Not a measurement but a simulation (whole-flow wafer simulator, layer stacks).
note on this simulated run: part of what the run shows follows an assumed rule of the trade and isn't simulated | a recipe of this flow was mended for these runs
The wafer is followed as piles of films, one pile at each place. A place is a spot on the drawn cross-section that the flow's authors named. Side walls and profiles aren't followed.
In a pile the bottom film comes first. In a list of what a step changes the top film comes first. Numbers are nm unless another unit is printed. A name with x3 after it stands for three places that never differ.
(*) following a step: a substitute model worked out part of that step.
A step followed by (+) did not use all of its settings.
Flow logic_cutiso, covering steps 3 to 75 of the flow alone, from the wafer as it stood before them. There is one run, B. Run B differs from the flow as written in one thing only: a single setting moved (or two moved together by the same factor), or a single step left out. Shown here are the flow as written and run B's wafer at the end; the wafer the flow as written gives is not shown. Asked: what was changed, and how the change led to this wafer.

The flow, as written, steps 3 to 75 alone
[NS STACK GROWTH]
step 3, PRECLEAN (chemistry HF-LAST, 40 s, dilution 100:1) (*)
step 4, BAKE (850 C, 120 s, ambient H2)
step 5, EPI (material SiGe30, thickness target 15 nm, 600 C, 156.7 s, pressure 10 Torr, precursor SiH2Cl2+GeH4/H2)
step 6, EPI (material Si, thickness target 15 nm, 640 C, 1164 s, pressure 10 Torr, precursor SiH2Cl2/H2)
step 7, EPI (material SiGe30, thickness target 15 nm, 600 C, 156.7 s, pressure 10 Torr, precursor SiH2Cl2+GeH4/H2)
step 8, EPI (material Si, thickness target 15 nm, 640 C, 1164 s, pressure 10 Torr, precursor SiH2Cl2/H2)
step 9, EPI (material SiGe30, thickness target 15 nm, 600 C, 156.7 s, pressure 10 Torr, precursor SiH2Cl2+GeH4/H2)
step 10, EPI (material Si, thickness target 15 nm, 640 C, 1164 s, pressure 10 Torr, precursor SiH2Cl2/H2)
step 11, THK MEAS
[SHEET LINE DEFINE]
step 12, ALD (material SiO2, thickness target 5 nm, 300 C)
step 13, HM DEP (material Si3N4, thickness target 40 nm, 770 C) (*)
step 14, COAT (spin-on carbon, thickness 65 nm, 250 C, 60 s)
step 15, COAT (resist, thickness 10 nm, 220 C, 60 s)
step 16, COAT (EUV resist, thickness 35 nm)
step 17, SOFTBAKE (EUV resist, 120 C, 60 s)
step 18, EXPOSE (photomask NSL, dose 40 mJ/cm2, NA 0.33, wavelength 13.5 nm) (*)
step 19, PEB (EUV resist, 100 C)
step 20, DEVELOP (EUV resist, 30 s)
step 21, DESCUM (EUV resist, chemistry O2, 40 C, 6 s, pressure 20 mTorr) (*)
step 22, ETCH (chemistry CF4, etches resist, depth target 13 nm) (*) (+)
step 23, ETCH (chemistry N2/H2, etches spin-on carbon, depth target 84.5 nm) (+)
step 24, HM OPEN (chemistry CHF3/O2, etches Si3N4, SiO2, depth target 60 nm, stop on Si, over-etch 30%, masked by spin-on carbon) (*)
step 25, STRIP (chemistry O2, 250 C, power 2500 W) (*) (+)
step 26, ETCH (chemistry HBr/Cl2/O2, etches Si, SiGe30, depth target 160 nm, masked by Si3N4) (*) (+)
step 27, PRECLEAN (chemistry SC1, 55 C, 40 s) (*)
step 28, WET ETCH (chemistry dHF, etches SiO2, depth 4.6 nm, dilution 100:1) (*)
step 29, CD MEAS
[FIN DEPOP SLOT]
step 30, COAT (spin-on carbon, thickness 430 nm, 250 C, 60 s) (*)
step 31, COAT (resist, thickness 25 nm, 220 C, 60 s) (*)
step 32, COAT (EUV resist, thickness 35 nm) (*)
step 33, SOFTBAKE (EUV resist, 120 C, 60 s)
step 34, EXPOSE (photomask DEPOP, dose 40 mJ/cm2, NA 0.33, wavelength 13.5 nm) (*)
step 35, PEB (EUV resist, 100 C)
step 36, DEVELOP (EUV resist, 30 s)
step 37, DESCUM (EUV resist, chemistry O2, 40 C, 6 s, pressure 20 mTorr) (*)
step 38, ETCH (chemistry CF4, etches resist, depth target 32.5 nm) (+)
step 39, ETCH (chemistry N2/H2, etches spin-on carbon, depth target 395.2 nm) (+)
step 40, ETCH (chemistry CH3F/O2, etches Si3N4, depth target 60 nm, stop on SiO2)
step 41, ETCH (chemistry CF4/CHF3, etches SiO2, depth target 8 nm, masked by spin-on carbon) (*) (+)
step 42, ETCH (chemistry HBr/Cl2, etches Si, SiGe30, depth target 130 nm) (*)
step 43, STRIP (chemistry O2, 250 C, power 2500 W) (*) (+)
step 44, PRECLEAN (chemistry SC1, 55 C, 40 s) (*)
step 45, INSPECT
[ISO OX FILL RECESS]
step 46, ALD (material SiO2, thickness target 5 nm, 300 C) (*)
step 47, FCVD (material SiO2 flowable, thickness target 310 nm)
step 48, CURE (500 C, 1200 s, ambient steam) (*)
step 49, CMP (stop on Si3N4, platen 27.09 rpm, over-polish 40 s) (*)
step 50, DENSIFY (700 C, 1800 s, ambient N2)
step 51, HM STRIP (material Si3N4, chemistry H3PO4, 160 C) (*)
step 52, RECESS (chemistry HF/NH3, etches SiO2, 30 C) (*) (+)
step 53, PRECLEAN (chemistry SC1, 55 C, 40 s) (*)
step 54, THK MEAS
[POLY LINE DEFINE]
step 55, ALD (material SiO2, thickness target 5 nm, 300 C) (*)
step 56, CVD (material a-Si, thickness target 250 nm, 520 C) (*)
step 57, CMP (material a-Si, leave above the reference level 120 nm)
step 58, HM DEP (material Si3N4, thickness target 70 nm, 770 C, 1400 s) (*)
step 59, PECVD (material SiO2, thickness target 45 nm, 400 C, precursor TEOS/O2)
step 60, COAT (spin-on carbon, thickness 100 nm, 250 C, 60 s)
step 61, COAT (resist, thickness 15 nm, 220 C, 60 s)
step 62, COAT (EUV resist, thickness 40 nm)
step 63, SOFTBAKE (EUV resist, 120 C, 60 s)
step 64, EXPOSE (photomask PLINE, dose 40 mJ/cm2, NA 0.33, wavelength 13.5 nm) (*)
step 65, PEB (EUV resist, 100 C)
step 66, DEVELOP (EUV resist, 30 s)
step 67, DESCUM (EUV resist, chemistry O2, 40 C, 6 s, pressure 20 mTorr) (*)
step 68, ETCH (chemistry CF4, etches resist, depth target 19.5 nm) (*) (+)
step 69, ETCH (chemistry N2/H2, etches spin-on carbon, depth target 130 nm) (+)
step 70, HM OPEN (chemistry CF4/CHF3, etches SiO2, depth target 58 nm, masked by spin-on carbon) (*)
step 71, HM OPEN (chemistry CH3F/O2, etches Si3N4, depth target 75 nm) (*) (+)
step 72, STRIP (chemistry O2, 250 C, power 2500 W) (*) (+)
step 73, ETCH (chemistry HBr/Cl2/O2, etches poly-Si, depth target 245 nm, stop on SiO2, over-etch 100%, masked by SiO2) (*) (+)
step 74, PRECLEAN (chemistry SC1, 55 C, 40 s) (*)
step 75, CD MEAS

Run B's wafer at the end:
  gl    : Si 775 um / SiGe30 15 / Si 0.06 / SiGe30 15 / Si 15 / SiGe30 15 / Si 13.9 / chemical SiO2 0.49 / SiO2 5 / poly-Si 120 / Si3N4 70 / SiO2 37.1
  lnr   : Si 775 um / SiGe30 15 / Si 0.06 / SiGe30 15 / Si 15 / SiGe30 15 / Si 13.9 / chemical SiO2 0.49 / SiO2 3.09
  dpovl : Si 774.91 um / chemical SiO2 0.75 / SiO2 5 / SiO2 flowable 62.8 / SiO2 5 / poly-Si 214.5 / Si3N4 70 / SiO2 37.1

The reason: step 6, EPI: 544 C was run, while the flow as written has 640 C.

Step by step, how the change led to this:
  step 6, EPI (material Si, thickness target 15 nm, 640 C, 1164 s, pressure 10 Torr, precursor SiH2Cl2/H2)
      depop, dpovl, gfld and 19 more: Si gains 0.06 (new film) (it would be, as written: Si gains 15 (new film))
  step 26, ETCH (chemistry HBr/Cl2/O2, etches Si, SiGe30, depth target 160 nm, masked by Si3N4) (*) (+)
      dpovl, gfld, gxf, iso, isow, lnri, nsgap: chemical SiO2 loses 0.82 (all of it), Si loses 12 (all of it), SiGe30 loses 15 (all of it), Si loses 15 (all of it), SiGe30 loses 15 (all of it), Si loses 0.06 (all of it), SiGe30 loses 15 (all of it), Si loses 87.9 (it would be, as written: chemical SiO2 loses 0.82 (all of it), Si loses 12 (all of it), SiGe30 loses 15 (all of it), Si loses 15 (all of it), SiGe30 loses 15 (all of it), Si loses 15 (all of it), SiGe30 loses 15 (all of it), Si loses 73)
  step 42, ETCH (chemistry HBr/Cl2, etches Si, SiGe30, depth target 130 nm) (*)
      depop: Si loses 13.8 (all of it), SiGe30 loses 15 (all of it), Si loses 15 (all of it), SiGe30 loses 15 (all of it), Si loses 0.06 (all of it), SiGe30 loses 15 (all of it), Si loses 56.2 (it would be, as written: Si loses 13.8 (all of it), SiGe30 loses 15 (all of it), Si loses 15 (all of it), SiGe30 loses 15 (all of it), Si loses 15 (all of it), SiGe30 loses 15 (all of it), Si loses 41.2)
